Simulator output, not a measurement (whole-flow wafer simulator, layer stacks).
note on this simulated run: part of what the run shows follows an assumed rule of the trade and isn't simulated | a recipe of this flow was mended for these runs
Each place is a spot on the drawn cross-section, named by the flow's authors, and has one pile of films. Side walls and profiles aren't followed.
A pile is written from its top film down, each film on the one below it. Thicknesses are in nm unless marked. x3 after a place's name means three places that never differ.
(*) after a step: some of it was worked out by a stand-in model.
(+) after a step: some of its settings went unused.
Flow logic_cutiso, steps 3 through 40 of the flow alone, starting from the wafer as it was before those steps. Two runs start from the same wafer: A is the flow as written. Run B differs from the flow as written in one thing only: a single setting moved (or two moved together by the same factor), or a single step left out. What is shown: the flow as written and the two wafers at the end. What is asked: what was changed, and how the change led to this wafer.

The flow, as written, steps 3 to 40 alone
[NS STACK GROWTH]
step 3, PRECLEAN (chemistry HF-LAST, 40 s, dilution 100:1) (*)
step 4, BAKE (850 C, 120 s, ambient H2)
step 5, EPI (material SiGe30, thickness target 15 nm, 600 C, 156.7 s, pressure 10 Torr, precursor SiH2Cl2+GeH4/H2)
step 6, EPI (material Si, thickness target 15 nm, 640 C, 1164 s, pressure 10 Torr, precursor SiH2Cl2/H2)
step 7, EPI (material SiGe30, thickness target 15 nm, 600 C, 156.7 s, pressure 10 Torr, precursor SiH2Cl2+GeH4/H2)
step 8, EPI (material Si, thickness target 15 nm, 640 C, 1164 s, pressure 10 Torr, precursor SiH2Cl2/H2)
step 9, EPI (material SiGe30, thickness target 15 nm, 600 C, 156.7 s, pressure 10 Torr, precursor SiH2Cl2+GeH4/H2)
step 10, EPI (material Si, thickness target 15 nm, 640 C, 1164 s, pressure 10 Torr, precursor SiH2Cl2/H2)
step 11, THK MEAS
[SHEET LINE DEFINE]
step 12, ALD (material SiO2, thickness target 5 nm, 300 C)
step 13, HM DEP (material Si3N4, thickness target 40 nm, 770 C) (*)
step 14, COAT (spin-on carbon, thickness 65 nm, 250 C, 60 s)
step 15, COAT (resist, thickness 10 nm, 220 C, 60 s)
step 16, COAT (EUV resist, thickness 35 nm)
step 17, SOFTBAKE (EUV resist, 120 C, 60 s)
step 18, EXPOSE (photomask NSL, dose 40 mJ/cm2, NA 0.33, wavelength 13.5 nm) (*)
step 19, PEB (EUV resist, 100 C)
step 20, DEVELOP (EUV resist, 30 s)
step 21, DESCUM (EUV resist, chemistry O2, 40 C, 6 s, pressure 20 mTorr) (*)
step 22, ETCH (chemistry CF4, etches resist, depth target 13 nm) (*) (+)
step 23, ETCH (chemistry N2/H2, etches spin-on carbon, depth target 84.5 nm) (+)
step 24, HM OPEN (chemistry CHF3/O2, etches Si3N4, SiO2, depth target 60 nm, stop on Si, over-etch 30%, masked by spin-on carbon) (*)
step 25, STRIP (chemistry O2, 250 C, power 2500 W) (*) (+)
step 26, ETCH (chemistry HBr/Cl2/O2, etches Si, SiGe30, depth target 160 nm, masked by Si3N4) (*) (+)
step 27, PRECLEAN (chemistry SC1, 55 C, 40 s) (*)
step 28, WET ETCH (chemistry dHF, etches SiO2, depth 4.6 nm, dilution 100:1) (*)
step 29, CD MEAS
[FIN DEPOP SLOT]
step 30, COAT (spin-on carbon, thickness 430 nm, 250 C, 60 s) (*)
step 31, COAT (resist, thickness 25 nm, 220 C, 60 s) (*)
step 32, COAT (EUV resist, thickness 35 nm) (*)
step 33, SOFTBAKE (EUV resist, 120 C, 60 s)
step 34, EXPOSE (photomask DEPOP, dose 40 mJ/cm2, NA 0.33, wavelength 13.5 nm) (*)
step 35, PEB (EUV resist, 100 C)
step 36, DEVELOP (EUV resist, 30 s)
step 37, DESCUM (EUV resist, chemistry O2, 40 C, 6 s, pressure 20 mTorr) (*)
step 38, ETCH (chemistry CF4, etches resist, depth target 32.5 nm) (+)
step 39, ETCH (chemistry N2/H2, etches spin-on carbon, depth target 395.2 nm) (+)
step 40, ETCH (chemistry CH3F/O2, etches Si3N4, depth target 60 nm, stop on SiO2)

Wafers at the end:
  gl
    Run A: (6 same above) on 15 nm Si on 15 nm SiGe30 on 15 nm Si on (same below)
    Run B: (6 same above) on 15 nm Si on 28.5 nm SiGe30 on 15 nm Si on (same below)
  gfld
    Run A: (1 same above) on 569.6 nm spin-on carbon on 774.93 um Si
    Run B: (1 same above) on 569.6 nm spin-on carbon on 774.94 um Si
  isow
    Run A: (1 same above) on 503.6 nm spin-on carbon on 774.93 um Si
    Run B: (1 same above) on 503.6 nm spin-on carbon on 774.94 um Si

Cause: step 7, EPI: thickness target 28.5 nm was run, while the flow as written has thickness target 15 nm; step 7, EPI: 297.7 s was run, where the flow has 156.7 s.
One can read it off the wafer: gl has SiGe30 28.5, and step 7 as written asks for 15 nm.

How this came from the change, step by step:
  step 7, EPI (material SiGe30, thickness target 15 nm, 600 C, 156.7 s, pressure 10 Torr, precursor SiH2Cl2+GeH4/H2)
      depop, dpovl, gfld and 19 more: A +15 SiGe30 (new film) | B +28.5 SiGe30 (new film)
  step 26, ETCH (chemistry HBr/Cl2/O2, etches Si, SiGe30, depth target 160 nm, masked by Si3N4) (*) (+)
      dpovl, gfld, gxf, iso, isow, lnri, nsgap: A -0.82 chemical SiO2 (all of it), -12 Si (all of it), -15 SiGe30 (all of it), -15 Si (all of it), -15 SiGe30 (all of it), -15 Si (all of it), -15 SiGe30 (all of it), -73 Si | B -0.82 chemical SiO2 (all of it), -12 Si (all of it), -15 SiGe30 (all of it), -15 Si (all of it), -28.5 SiGe30 (all of it), -15 Si (all of it), -15 SiGe30 (all of it), -59.5 Si
